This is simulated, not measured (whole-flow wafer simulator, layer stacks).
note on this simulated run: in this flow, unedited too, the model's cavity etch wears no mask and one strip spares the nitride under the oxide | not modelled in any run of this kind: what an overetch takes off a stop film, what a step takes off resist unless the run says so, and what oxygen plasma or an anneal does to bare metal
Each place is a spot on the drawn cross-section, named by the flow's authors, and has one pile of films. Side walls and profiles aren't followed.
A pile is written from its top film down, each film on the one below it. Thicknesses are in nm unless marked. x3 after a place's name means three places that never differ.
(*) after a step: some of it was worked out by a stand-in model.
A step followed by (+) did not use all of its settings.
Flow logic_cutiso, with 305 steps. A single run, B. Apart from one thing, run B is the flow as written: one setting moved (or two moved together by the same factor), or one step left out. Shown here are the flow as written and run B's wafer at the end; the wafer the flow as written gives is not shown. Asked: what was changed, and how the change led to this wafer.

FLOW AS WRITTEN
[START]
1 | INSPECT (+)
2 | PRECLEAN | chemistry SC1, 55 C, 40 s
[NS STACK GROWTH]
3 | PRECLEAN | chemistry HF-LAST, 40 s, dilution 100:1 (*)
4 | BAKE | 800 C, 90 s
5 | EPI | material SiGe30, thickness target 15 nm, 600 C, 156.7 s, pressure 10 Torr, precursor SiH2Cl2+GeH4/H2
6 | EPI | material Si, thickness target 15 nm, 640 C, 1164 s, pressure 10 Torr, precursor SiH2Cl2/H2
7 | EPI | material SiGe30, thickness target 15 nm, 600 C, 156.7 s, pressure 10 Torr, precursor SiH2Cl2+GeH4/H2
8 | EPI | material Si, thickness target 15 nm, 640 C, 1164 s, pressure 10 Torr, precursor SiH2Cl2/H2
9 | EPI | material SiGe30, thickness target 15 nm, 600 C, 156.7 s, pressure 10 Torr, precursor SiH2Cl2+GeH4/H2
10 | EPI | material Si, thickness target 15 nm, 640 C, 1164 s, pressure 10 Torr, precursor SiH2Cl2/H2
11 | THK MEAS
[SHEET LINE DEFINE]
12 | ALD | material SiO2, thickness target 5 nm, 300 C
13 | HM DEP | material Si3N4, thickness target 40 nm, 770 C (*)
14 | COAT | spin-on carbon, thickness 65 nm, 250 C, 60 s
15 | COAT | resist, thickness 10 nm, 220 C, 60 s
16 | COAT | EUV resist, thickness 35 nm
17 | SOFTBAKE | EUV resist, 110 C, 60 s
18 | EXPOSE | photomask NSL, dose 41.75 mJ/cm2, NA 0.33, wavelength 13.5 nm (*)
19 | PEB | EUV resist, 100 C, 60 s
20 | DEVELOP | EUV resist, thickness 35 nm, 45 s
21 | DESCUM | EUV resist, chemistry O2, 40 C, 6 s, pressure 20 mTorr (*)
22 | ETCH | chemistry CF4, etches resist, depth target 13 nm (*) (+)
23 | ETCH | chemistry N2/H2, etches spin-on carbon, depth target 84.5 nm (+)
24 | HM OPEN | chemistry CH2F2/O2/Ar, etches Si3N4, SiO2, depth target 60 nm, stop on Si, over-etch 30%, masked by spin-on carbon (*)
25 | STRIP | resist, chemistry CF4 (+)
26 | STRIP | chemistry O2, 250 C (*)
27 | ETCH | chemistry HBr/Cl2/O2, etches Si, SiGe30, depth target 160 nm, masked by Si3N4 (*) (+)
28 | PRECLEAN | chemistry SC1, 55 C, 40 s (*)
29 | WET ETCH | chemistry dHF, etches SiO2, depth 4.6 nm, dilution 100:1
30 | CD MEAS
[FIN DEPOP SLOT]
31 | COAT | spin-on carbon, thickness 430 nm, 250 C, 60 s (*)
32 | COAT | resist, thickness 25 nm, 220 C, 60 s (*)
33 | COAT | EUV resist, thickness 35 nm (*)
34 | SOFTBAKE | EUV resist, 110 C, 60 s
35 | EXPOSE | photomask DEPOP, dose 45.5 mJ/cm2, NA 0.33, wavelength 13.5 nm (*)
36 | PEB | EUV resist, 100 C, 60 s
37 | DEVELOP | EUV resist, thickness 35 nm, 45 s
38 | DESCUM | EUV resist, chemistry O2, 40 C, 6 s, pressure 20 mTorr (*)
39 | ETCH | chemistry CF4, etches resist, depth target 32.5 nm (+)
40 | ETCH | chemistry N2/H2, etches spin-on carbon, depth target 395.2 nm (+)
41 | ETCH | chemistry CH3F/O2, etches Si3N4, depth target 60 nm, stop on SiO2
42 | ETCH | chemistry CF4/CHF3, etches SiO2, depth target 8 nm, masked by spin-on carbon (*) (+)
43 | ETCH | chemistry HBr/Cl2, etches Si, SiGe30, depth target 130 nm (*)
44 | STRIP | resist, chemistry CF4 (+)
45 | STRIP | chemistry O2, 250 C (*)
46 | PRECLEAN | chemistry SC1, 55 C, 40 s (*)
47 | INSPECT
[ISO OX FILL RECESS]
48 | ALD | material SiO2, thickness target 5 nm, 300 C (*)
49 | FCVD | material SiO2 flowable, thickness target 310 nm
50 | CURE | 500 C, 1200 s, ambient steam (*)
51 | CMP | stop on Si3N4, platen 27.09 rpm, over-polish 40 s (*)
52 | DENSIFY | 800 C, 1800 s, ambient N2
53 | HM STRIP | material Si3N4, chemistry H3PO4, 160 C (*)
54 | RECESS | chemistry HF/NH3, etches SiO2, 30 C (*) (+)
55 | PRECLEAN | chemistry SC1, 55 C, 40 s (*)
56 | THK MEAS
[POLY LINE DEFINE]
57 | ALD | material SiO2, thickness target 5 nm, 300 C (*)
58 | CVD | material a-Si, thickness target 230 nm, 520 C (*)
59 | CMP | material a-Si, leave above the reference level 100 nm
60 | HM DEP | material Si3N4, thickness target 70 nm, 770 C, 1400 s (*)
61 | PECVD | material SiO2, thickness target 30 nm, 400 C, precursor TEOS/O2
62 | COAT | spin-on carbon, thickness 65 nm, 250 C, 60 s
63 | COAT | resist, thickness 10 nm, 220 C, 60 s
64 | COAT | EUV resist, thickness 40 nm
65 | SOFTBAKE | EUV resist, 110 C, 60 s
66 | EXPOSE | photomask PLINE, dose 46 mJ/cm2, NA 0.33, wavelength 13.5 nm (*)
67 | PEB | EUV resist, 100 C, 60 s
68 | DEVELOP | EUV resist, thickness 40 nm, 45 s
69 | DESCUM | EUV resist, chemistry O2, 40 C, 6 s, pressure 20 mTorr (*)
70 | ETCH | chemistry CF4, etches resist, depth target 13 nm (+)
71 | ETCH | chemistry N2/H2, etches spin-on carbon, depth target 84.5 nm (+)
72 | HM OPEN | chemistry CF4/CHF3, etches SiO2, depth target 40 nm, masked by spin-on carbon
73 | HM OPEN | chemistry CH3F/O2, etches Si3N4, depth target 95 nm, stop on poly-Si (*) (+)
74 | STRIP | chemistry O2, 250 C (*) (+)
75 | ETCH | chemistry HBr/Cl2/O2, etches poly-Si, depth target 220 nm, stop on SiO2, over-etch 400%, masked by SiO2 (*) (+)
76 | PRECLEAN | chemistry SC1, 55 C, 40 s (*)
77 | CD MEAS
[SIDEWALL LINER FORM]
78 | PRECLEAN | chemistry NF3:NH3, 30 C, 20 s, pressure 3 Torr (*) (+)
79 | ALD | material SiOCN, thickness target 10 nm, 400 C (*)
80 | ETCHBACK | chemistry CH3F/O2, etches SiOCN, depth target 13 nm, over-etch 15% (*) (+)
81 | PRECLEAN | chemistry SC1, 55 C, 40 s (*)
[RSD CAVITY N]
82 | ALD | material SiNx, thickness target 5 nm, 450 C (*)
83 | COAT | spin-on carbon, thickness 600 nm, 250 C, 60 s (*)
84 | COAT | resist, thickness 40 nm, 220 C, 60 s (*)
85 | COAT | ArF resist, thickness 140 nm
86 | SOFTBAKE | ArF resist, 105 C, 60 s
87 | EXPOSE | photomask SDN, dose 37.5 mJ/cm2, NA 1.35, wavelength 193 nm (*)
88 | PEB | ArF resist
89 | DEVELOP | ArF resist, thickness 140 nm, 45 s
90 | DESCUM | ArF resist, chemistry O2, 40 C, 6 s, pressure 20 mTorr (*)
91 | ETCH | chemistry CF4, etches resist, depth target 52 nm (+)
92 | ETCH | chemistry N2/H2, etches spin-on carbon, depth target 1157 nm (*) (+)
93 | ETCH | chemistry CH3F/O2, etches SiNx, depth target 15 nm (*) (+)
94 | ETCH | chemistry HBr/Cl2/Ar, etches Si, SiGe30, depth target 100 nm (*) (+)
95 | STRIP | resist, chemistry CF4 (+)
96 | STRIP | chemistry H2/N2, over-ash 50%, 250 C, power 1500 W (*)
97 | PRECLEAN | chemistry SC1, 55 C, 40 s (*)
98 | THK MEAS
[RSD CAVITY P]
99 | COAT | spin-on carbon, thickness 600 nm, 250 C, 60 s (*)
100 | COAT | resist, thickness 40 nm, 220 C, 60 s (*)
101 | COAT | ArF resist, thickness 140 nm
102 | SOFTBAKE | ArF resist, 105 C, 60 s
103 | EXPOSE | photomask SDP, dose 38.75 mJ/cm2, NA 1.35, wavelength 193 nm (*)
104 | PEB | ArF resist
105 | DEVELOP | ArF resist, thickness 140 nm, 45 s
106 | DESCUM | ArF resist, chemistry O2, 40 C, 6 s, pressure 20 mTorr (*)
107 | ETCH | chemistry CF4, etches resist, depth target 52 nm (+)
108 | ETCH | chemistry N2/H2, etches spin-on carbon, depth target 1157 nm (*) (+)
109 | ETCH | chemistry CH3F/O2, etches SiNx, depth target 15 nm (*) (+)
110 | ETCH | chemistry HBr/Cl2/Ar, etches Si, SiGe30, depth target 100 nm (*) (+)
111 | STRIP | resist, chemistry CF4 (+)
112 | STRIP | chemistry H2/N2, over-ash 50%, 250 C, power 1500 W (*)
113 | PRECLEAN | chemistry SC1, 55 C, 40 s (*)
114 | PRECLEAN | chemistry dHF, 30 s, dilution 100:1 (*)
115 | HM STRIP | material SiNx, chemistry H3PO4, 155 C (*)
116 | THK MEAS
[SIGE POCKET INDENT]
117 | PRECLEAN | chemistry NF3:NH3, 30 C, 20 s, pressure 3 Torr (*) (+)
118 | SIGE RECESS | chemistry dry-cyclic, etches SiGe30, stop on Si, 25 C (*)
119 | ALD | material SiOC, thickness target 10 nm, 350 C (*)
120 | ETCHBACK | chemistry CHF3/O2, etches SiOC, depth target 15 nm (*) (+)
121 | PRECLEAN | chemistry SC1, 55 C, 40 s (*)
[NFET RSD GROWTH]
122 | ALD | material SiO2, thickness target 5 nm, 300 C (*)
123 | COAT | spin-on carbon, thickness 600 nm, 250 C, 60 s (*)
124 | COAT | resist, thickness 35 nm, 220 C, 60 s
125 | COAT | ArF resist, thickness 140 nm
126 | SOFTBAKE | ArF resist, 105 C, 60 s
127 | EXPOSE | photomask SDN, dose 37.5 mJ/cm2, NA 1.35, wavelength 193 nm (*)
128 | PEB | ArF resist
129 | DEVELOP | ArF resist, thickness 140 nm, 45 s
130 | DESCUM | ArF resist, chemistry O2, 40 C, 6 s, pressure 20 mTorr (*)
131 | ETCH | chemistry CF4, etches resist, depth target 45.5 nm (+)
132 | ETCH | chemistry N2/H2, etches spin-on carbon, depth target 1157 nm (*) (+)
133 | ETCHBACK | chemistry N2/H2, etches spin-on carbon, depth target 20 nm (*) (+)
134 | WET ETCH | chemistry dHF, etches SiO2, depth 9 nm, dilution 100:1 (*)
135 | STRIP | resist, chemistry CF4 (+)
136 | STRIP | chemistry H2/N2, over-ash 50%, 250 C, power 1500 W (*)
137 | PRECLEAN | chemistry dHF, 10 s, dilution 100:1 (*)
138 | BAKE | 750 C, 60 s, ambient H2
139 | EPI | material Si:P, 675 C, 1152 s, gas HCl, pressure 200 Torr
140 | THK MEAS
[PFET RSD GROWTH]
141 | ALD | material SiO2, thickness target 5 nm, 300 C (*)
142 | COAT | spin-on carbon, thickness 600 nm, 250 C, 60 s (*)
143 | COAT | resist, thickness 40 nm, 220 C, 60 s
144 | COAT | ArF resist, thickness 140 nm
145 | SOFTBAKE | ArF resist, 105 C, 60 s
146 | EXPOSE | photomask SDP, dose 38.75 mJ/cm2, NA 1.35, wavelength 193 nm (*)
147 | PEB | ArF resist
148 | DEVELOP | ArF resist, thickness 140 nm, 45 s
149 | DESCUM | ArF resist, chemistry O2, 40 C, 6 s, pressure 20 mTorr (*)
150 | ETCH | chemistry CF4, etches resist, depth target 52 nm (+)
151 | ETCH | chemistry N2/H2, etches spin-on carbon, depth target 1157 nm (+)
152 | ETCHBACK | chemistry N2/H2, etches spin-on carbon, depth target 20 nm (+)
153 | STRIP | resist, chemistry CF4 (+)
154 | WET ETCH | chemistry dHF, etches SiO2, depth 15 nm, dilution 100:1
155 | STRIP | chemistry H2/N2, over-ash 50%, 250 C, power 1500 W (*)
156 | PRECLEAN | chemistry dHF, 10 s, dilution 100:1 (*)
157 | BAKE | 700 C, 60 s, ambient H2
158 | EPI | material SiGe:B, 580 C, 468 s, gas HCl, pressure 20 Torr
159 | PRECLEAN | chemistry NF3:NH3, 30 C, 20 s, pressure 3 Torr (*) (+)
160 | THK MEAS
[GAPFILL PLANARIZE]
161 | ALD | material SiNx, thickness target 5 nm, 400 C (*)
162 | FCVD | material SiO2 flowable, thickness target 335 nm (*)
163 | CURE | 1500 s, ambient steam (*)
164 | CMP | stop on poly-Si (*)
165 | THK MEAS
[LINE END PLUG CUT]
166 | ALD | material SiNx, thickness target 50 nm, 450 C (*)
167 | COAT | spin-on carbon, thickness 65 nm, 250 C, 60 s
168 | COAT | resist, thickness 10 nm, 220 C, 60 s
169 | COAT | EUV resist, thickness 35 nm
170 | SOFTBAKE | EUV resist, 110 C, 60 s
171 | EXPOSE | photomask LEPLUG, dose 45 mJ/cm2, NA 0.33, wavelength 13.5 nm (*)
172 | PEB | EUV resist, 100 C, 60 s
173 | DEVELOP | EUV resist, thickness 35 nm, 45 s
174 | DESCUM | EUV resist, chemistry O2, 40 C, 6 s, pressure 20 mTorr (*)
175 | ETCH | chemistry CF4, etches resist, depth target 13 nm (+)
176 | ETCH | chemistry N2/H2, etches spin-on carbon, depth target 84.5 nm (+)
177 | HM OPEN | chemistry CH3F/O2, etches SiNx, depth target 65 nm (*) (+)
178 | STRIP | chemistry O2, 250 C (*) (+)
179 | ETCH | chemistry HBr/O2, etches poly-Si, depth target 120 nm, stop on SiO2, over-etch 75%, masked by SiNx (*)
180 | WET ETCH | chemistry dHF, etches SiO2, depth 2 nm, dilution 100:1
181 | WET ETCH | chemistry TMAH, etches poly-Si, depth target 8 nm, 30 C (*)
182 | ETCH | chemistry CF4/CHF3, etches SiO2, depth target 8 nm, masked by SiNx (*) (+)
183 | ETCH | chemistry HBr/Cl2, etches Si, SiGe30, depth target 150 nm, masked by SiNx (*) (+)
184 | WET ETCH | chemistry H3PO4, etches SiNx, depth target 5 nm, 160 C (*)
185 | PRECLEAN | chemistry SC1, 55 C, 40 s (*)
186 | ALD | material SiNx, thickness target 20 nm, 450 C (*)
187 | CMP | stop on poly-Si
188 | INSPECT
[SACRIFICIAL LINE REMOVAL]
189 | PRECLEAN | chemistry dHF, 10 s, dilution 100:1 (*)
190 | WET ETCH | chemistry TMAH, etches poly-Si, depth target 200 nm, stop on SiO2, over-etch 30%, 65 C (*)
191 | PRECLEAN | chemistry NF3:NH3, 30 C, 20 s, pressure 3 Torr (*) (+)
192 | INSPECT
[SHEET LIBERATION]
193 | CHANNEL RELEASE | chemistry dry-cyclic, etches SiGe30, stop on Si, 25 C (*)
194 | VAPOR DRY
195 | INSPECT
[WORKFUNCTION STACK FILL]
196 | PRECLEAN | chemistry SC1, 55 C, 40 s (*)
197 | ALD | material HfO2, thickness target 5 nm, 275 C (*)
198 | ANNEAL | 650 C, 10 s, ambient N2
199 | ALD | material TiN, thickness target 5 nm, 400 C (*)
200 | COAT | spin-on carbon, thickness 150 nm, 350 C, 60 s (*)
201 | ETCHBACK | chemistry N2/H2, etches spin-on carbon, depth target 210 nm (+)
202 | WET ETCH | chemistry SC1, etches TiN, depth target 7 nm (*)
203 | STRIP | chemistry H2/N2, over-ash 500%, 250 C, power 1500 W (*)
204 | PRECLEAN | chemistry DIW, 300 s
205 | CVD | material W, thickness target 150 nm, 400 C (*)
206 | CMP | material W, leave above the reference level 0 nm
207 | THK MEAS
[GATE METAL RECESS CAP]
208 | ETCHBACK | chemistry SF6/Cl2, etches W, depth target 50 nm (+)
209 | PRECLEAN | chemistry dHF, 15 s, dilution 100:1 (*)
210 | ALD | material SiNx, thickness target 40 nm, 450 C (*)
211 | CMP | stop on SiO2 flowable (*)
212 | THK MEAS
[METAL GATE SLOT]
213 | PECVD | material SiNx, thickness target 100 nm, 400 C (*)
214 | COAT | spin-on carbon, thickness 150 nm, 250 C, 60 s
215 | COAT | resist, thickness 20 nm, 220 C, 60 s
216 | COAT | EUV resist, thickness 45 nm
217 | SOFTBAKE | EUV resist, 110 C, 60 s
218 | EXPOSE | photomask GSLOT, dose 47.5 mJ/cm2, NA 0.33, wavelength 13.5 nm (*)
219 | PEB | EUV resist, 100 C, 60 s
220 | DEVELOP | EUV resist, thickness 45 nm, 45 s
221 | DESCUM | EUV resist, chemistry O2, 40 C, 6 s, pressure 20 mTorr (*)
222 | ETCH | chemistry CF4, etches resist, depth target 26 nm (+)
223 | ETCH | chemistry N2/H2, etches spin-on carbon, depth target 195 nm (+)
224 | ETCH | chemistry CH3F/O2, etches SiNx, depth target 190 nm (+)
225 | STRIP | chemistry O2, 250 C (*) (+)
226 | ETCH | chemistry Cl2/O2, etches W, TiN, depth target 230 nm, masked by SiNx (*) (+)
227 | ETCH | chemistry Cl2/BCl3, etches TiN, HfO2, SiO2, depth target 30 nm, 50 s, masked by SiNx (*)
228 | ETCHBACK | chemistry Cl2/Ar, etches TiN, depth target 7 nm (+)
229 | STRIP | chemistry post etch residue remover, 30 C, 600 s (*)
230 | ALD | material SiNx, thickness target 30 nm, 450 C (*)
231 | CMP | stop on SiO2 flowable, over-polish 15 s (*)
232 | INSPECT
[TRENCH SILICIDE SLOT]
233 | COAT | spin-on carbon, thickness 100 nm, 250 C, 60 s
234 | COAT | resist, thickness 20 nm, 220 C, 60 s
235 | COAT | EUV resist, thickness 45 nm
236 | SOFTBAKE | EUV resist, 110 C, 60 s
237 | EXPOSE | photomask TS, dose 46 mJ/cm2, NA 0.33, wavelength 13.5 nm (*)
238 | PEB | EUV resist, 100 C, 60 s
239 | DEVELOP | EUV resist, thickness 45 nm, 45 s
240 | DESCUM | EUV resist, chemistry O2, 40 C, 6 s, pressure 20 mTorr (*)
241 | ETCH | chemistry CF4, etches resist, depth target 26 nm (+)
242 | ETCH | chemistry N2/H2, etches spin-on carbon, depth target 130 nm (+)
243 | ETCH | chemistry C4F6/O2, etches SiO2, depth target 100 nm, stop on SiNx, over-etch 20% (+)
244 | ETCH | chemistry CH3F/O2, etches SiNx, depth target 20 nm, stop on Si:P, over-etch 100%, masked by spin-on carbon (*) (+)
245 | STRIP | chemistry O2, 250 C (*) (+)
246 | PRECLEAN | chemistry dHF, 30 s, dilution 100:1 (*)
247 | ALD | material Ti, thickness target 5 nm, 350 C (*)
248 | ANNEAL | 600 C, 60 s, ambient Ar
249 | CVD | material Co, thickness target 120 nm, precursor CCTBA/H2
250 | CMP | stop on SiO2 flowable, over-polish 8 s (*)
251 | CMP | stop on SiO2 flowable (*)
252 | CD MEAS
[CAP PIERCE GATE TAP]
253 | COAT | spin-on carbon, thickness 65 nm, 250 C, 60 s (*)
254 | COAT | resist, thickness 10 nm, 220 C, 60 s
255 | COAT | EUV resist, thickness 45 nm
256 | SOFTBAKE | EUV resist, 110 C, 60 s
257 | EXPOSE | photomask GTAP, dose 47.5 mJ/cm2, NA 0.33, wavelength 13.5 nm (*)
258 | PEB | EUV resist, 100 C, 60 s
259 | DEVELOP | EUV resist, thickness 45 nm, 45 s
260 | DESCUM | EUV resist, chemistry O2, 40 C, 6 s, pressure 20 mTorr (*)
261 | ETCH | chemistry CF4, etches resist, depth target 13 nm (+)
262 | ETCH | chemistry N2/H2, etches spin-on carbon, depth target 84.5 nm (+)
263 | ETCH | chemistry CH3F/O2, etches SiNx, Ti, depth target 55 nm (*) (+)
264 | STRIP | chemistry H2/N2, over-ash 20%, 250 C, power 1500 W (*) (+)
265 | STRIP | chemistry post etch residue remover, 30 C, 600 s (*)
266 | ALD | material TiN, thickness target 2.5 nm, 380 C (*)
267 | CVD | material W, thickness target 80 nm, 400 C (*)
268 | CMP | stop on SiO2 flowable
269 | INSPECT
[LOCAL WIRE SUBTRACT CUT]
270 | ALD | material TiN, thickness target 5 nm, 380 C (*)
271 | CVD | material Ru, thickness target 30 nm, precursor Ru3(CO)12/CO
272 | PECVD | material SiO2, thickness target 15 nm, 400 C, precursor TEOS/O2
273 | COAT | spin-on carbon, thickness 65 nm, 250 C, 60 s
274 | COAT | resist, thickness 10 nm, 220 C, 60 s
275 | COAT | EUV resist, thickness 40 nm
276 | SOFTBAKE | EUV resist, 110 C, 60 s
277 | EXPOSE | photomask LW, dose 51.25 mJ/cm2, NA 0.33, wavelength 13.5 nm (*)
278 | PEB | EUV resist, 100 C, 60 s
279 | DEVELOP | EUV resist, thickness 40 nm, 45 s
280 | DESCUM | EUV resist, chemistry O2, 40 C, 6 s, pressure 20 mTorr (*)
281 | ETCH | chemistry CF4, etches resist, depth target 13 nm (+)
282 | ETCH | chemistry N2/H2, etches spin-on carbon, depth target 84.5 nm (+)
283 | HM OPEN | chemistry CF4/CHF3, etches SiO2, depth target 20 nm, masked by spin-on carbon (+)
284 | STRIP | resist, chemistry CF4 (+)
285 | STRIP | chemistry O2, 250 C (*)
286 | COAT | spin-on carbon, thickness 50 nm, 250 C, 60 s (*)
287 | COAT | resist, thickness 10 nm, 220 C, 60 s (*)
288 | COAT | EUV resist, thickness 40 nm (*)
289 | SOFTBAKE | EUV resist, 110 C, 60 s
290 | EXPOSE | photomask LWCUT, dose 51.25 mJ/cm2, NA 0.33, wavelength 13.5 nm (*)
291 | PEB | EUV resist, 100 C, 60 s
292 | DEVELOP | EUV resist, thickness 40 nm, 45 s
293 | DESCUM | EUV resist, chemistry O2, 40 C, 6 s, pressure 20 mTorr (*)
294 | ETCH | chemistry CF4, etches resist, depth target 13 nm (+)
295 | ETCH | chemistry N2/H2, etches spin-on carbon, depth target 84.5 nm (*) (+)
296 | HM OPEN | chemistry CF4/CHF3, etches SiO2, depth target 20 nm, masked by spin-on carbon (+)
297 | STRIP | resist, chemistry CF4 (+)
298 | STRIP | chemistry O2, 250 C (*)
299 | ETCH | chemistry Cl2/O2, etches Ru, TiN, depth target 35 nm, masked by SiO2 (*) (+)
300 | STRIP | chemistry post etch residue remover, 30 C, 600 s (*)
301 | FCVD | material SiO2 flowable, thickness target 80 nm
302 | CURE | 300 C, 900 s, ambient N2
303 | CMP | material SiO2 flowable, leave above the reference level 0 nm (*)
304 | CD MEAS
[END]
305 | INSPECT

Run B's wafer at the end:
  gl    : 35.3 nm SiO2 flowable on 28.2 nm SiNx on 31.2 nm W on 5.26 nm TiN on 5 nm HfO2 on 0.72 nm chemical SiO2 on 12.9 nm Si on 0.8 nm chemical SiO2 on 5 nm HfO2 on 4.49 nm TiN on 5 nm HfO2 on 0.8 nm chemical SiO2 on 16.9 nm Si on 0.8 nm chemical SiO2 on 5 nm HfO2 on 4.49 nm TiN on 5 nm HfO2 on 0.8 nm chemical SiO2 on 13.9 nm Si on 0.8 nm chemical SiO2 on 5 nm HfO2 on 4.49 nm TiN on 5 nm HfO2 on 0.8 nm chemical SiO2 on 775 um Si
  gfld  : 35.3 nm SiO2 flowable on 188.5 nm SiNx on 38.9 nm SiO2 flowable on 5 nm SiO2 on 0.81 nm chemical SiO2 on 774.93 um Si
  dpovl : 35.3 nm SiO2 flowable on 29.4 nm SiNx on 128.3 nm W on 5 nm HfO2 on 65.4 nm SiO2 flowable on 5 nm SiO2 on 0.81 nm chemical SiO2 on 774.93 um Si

The reason: step 8, EPI: thickness target 18 nm was run, whereas the flow has thickness target 15 nm; step 8, EPI: 1397 s was run, where the flow has 1164 s.

Step by step, how the change led to this:
  8 | EPI | material Si, thickness target 15 nm, 640 C, 1164 s, pressure 10 Torr, precursor SiH2Cl2/H2
      depop, dpovl, gfld and 19 more: Si gains 18 (new film) (as written it would have been: Si gains 15 (new film))
  27 | ETCH | chemistry HBr/Cl2/O2, etches Si, SiGe30, depth target 160 nm, masked by Si3N4 (*) (+)
      gfld, gxf, iso, lnri: chemical SiO2 loses 0.79 (all of it), Si loses 11.4 (all of it), SiGe30 loses 15 (all of it), Si loses 18 (all of it), SiGe30 loses 15 (all of it), Si loses 15 (all of it), SiGe30 loses 15 (all of it), Si loses 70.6 (as written it would have been: chemical SiO2 loses 0.79 (all of it), Si loses 11.4 (all of it), SiGe30 loses 15 (all of it), Si loses 15 (all of it), SiGe30 loses 15 (all of it), Si loses 15 (all of it), SiGe30 loses 15 (all of it), Si loses 73.6)
      dpovl, nsgap: chemical SiO2 loses 0.79 (all of it), Si loses 11.8 (all of it), SiGe30 loses 15 (all of it), Si loses 18 (all of it), SiGe30 loses 15 (all of it), Si loses 15 (all of it), SiGe30 loses 15 (all of it), Si loses 70.2 (as written it would have been: chemical SiO2 loses 0.79 (all of it), Si loses 11.8 (all of it), SiGe30 loses 15 (all of it), Si loses 15 (all of it), SiGe30 loses 15 (all of it), Si loses 15 (all of it), SiGe30 loses 15 (all of it), Si loses 73.2)
      (also at 1 further place)
  43 | ETCH | chemistry HBr/Cl2, etches Si, SiGe30, depth target 130 nm (*)
      depop: Si loses 14 (all of it), SiGe30 loses 15 (all of it), Si loses 18 (all of it), SiGe30 loses 15 (all of it), Si loses 15 (all of it), SiGe30 loses 15 (all of it), Si loses 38 (as written it would have been: Si loses 14 (all of it), SiGe30 loses 15 (all of it), Si loses 15 (all of it), SiGe30 loses 15 (all of it), Si loses 15 (all of it), SiGe30 loses 15 (all of it), Si loses 41)
  94 | ETCH | chemistry HBr/Cl2/Ar, etches Si, SiGe30, depth target 100 nm (*) (+)
      rsdn, rsdx: chemical SiO2 loses 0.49 (all of it), Si loses 12.8 (all of it), SiGe30 loses 15 (all of it), Si loses 18 (all of it), SiGe30 loses 15 (all of it), Si loses 15 (all of it), SiGe30 loses 15 (all of it), Si loses 9.16 (as written it would have been: chemical SiO2 loses 0.49 (all of it), Si loses 12.8 (all of it), SiGe30 loses 15 (all of it), Si loses 15 (all of it), SiGe30 loses 15 (all of it), Si loses 15 (all of it), SiGe30 loses 15 (all of it), Si loses 12.2)
  110 | ETCH | chemistry HBr/Cl2/Ar, etches Si, SiGe30, depth target 100 nm (*) (+)
      rsdp, rsdw: chemical SiO2 loses 0.49 (all of it), Si loses 12.8 (all of it), SiGe30 loses 15 (all of it), Si loses 18 (all of it), SiGe30 loses 15 (all of it), Si loses 15 (all of it), SiGe30 loses 15 (all of it), Si loses 9.16 (as written it would have been: chemical SiO2 loses 0.49 (all of it), Si loses 12.8 (all of it), SiGe30 loses 15 (all of it), Si loses 15 (all of it), SiGe30 loses 15 (all of it), Si loses 15 (all of it), SiGe30 loses 15 (all of it), Si loses 12.2)
  183 | ETCH | chemistry HBr/Cl2, etches Si, SiGe30, depth target 150 nm, masked by SiNx (*) (+)
      plug: Si loses 13.6 (all of it), SiGe30 loses 15 (all of it), Si loses 18 (all of it), SiGe30 loses 15 (all of it), Si loses 15 (all of it), SiGe30 loses 15 (all of it), Si loses 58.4 (as written it would have been: Si loses 13.6 (all of it), SiGe30 loses 15 (all of it), Si loses 15 (all of it), SiGe30 loses 15 (all of it), Si loses 15 (all of it), SiGe30 loses 15 (all of it), Si loses 61.4)
